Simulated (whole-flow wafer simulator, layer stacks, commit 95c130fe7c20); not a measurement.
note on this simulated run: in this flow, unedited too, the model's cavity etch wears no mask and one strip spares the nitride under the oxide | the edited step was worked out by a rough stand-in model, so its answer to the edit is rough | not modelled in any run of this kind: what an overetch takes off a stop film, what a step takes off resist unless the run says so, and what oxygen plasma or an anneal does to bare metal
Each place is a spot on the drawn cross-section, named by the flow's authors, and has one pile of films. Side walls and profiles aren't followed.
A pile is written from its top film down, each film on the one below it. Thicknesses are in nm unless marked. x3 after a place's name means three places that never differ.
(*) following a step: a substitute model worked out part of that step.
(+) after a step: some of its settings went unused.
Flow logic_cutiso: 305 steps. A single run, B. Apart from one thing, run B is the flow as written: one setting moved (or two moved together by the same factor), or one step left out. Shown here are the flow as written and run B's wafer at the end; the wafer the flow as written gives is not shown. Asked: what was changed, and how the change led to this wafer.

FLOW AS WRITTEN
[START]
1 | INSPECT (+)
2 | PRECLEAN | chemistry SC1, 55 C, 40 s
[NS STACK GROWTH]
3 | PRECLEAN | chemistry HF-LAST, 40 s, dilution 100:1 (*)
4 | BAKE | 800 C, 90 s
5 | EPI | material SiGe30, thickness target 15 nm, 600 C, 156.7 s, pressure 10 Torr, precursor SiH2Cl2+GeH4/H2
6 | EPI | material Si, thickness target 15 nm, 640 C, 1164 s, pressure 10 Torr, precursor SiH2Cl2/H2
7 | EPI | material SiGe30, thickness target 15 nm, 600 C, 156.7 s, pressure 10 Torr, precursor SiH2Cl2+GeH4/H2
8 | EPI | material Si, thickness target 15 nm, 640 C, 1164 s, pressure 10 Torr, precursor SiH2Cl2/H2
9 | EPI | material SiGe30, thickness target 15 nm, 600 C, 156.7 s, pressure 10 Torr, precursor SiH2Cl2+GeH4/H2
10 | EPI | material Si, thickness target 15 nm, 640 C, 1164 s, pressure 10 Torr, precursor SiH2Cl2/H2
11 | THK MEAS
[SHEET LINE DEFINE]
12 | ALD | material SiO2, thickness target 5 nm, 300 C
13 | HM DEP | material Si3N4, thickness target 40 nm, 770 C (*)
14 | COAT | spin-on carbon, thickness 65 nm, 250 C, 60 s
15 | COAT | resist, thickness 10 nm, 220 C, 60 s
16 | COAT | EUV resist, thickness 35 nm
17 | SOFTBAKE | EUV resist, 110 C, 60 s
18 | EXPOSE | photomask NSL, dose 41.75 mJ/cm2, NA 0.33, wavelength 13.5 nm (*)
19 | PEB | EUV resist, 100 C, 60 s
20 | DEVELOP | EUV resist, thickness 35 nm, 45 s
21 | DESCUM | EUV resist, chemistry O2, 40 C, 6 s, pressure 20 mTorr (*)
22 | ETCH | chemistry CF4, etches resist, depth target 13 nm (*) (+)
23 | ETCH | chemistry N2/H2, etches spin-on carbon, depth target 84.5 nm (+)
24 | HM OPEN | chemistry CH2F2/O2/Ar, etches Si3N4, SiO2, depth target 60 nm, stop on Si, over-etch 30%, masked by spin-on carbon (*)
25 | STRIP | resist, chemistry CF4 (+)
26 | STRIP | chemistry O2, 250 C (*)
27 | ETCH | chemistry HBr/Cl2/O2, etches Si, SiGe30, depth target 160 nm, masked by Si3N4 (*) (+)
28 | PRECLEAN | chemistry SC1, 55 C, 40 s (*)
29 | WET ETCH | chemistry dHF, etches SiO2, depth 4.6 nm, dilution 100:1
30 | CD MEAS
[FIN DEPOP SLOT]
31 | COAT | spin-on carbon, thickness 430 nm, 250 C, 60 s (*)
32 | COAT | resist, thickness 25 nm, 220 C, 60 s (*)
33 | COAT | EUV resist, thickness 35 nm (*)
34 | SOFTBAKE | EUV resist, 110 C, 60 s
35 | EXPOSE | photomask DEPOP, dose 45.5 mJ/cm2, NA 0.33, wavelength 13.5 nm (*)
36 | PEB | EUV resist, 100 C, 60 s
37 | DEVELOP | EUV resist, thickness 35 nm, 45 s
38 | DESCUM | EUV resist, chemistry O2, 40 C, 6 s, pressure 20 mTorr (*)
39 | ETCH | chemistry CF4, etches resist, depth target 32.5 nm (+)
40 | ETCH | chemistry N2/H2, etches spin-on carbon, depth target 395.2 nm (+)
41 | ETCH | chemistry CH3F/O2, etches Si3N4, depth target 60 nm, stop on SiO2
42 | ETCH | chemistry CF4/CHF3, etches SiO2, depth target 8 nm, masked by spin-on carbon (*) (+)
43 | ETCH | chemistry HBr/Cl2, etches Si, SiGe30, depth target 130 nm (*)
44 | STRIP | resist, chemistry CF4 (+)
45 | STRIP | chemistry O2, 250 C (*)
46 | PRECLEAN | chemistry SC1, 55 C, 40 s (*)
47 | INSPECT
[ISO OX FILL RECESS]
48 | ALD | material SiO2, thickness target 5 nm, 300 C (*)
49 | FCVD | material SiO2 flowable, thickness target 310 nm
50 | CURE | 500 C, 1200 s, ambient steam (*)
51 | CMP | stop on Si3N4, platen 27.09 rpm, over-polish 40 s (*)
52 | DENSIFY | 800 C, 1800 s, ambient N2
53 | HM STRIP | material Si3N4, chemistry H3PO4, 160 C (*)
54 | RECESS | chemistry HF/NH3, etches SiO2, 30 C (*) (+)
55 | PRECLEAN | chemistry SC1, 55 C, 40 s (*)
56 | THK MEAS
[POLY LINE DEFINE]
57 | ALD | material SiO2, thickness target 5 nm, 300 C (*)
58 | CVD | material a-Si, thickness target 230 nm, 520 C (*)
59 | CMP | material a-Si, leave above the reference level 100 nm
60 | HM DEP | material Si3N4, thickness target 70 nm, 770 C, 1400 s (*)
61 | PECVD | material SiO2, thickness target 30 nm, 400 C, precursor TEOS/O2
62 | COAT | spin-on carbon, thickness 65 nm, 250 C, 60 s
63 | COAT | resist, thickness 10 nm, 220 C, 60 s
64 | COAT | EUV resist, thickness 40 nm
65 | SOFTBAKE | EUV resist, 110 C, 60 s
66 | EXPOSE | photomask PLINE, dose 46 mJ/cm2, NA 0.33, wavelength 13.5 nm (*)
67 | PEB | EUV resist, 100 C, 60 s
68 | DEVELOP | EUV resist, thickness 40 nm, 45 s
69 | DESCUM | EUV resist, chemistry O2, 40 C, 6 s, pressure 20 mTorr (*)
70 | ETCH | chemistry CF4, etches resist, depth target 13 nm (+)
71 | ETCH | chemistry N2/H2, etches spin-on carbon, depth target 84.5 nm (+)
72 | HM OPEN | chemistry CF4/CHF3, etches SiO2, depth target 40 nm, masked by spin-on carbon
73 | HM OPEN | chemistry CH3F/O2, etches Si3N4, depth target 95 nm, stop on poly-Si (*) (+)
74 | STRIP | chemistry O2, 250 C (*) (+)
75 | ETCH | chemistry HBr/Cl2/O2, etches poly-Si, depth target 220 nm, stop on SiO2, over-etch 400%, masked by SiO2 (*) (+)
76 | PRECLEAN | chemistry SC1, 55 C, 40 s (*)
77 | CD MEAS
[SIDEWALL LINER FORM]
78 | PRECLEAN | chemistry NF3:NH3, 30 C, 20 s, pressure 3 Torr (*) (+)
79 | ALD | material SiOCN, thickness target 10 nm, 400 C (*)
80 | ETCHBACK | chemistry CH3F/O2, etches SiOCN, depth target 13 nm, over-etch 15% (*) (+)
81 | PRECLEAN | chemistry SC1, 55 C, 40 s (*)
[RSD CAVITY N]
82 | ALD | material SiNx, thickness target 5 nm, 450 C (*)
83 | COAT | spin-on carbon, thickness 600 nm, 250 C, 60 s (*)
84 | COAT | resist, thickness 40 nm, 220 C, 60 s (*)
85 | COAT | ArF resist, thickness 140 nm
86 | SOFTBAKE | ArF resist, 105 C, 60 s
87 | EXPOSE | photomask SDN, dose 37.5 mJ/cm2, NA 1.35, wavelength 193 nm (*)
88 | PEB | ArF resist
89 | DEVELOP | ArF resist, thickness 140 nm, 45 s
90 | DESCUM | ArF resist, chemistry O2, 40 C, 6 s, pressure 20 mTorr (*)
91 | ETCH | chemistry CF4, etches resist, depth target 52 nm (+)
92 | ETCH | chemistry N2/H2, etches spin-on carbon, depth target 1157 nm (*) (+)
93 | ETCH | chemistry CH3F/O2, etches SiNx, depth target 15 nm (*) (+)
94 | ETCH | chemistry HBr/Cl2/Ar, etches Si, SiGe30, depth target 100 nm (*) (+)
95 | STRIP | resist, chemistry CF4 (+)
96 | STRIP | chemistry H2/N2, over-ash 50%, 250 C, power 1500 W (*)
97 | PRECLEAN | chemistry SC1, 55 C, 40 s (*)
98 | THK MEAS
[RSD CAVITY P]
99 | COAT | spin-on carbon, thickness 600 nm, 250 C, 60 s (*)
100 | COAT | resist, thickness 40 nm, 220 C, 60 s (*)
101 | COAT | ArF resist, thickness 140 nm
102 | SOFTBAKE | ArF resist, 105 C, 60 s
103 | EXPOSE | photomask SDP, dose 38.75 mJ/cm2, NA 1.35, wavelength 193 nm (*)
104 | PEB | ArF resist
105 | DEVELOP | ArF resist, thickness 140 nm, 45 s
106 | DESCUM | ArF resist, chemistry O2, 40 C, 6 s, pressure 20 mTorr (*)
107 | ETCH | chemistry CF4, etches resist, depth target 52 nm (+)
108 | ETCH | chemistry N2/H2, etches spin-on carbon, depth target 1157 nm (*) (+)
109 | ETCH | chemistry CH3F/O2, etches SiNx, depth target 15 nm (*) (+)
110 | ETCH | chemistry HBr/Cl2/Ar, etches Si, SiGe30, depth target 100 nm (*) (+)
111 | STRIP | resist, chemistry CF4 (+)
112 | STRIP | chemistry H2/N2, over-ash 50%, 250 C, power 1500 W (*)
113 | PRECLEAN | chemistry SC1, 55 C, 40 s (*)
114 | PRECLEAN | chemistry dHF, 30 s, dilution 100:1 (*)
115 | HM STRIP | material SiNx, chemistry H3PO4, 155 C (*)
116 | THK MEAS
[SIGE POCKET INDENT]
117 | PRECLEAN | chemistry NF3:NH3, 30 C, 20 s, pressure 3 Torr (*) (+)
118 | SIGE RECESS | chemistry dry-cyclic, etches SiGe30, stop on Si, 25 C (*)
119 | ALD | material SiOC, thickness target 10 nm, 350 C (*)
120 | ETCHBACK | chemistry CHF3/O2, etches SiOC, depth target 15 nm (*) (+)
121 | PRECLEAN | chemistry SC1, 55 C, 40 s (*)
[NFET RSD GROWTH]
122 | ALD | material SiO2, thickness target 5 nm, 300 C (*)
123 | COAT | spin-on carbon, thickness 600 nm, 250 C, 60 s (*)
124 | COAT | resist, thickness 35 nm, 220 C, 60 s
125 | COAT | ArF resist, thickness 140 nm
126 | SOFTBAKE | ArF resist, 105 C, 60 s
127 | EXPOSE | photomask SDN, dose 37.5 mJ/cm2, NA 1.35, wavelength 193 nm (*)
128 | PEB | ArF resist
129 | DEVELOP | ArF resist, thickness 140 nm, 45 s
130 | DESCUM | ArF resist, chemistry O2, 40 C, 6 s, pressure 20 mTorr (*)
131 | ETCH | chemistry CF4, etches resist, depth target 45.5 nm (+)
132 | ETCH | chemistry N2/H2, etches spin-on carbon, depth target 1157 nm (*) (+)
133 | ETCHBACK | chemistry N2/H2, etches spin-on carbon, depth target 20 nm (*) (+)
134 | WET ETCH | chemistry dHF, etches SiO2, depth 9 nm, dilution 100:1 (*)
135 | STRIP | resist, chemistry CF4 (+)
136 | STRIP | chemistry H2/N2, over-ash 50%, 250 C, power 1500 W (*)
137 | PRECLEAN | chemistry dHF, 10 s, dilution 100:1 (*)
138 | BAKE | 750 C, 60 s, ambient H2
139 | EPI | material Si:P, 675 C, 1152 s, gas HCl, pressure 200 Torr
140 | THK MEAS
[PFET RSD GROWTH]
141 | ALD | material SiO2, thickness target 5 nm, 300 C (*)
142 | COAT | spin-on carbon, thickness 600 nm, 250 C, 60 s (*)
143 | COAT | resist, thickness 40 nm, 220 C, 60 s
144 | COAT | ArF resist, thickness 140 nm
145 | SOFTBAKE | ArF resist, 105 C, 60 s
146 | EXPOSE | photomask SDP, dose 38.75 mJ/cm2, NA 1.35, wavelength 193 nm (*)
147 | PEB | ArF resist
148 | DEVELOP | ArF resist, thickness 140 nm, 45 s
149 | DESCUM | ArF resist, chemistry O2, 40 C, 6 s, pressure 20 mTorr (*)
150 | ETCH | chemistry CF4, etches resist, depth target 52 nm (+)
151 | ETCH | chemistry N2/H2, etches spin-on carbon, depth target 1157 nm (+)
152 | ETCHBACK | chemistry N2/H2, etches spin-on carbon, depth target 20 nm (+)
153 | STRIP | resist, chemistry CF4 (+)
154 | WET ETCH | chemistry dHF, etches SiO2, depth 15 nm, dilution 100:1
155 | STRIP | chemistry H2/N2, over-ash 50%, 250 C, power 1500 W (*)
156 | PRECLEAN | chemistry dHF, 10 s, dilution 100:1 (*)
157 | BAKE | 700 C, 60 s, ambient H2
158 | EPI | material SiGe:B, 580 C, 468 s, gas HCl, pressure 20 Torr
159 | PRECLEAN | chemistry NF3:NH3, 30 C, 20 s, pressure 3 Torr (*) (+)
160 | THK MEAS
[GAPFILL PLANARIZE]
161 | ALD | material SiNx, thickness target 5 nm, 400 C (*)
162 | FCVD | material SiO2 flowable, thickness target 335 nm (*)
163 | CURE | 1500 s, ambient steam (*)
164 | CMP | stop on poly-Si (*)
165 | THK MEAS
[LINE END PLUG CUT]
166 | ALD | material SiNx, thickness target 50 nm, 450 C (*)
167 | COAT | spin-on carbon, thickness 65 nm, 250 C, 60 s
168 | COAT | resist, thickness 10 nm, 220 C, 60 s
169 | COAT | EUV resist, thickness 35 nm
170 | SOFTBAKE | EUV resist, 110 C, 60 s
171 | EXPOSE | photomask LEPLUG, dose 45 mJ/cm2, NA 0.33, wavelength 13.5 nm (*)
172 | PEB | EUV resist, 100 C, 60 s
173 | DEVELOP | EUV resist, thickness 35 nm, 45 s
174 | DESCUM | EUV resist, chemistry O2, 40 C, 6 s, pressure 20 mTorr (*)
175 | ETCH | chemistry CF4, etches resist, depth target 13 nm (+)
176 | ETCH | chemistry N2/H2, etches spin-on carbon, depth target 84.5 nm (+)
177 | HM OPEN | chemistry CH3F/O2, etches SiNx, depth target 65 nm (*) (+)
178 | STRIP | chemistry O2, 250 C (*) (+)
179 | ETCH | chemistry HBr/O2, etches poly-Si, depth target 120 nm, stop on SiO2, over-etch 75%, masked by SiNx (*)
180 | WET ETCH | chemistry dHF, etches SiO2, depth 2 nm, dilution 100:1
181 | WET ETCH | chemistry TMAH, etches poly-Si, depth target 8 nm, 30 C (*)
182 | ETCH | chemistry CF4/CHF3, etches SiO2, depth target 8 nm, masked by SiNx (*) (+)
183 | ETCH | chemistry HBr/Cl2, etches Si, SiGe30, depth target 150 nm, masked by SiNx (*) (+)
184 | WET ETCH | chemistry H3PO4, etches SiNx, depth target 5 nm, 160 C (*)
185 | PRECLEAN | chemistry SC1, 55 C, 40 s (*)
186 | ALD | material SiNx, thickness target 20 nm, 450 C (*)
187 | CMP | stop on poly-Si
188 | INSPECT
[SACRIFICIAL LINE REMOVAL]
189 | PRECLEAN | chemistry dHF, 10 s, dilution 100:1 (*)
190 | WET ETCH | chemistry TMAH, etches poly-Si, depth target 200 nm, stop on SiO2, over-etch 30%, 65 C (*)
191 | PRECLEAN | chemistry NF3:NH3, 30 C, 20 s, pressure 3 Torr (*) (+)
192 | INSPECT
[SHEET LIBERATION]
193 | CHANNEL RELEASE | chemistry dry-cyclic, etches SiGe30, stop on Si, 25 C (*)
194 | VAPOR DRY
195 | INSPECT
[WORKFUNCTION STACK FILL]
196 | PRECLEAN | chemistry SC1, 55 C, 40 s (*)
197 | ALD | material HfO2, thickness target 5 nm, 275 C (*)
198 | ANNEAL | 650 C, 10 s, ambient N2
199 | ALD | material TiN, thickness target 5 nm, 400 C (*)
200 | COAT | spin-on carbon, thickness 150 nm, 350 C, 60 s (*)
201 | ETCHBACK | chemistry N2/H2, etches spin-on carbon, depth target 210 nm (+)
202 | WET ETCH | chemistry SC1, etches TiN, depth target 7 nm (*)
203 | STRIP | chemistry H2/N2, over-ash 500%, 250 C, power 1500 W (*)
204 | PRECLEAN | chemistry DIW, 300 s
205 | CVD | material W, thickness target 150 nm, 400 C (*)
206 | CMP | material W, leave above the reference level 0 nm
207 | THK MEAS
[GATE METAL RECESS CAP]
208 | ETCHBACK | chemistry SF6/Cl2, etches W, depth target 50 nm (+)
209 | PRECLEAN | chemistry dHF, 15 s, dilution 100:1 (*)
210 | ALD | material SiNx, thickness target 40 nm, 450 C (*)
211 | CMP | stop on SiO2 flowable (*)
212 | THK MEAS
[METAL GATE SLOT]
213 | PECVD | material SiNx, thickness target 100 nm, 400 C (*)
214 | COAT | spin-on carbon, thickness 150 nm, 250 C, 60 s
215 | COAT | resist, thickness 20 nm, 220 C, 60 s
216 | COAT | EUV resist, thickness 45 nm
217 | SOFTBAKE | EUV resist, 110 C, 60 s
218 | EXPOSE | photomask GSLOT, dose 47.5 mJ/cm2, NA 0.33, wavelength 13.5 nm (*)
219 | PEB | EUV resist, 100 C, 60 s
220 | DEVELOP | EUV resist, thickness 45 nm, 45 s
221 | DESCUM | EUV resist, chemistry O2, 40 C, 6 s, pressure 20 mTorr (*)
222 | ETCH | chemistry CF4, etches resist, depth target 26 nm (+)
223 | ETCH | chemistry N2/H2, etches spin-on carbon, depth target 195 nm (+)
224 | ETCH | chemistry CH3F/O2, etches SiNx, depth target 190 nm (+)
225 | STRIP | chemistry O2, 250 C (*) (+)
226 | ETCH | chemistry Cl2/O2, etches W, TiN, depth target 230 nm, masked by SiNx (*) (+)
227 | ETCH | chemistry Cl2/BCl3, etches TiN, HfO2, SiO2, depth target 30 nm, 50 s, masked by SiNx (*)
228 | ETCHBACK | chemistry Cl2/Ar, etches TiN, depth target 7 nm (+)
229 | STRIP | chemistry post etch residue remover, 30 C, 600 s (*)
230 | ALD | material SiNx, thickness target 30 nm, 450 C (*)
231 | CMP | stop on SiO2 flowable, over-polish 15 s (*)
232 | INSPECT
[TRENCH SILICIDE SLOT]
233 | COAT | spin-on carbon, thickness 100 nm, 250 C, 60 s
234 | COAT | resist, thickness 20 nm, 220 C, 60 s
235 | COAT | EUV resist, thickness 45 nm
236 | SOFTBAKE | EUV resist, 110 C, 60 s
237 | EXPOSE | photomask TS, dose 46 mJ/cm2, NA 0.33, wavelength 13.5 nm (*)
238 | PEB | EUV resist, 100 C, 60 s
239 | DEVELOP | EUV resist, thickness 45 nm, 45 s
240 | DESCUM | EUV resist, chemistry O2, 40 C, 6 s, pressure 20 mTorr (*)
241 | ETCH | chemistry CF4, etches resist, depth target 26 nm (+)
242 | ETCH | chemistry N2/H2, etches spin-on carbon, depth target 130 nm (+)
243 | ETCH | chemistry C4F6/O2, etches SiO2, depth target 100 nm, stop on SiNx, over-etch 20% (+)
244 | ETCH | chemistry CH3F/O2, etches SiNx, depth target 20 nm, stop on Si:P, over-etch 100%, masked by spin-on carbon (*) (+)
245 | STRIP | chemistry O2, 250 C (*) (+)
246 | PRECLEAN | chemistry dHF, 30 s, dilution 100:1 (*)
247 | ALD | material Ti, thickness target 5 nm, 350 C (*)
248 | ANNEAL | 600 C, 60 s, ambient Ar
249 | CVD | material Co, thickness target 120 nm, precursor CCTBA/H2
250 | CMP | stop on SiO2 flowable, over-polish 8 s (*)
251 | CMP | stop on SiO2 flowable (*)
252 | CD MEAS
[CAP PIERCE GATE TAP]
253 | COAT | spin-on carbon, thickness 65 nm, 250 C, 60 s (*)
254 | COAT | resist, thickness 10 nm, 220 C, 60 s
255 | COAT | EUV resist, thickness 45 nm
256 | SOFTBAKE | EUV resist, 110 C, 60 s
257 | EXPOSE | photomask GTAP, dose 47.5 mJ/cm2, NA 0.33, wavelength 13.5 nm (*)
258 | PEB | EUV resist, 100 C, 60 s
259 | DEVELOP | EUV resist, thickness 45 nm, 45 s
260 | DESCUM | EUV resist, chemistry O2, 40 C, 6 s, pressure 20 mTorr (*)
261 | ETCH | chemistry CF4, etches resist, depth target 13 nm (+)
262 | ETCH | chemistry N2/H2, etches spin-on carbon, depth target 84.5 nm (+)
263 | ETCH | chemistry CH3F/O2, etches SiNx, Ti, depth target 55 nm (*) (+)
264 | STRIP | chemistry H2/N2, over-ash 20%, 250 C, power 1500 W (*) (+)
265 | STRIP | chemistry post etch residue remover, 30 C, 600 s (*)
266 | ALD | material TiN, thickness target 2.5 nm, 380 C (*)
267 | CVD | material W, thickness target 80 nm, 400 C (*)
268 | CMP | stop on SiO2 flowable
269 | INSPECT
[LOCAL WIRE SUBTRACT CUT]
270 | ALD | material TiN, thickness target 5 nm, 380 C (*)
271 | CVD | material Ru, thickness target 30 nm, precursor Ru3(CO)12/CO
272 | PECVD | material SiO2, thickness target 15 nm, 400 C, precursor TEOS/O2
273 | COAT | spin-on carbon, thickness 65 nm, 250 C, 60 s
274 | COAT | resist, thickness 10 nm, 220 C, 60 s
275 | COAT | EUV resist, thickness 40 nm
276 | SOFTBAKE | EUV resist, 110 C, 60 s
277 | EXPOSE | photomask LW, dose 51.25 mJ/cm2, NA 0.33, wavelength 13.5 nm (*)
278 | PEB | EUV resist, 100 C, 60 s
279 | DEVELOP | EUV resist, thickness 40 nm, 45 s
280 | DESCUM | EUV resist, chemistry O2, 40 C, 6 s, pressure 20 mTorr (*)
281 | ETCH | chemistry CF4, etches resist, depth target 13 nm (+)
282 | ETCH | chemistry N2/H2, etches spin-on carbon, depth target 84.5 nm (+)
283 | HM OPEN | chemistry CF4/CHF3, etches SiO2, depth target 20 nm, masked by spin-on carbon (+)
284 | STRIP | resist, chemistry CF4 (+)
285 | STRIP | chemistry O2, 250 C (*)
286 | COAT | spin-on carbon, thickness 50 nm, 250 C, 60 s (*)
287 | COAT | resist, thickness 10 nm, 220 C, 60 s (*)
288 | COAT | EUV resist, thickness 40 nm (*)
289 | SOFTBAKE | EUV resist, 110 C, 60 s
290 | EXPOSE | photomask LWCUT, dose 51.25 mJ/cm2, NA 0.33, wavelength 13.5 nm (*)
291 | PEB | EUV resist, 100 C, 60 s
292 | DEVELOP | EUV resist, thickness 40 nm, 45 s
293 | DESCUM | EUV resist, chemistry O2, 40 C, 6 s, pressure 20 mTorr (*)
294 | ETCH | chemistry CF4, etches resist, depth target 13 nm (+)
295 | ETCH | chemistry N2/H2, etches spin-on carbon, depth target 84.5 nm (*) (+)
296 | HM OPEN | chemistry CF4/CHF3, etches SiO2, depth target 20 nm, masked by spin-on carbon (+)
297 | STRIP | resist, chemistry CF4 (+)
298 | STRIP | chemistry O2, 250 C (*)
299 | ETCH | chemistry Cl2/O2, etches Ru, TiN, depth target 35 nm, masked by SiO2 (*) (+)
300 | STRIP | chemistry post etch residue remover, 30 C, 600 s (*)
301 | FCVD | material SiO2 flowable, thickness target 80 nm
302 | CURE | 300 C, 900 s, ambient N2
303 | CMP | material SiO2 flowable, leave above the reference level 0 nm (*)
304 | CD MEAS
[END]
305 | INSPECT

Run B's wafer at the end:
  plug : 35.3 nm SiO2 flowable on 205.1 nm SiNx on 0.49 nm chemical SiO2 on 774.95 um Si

What caused this: step 183, ETCH: depth target 135 nm was run, while the flow as written has depth target 150 nm.

The path from the change to this, step by step:
  183 | ETCH | chemistry HBr/Cl2, etches Si, SiGe30, depth target 150 nm, masked by SiNx (*) (+)
      depop, dpovl, gfld and 18 more: -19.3 SiNx (in the flow as written it would be: -21.4 SiNx)
      plug: -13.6 Si (all of it), -15 SiGe30 (all of it), -15 Si (all of it), -15 SiGe30 (all of it), -15 Si (all of it), -15 SiGe30 (all of it), -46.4 Si (in the flow as written it would be: -13.6 Si (all of it), -15 SiGe30 (all of it), -15 Si (all of it), -15 SiGe30 (all of it), -15 Si (all of it), -15 SiGe30 (all of it), -61.4 Si)
  186 | ALD | material SiNx, thickness target 20 nm, 450 C (*)
      plug: +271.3 SiNx (new film) (in the flow as written it would be: +284.2 SiNx (new film))
  187 | CMP | stop on poly-Si
      depop, dpovl, gfld and 18 more: -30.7 SiNx (all of it) (in the flow as written it would be: -28.6 SiNx (all of it))
      plug: -30.7 SiNx (in the flow as written it would be: -28.6 SiNx)
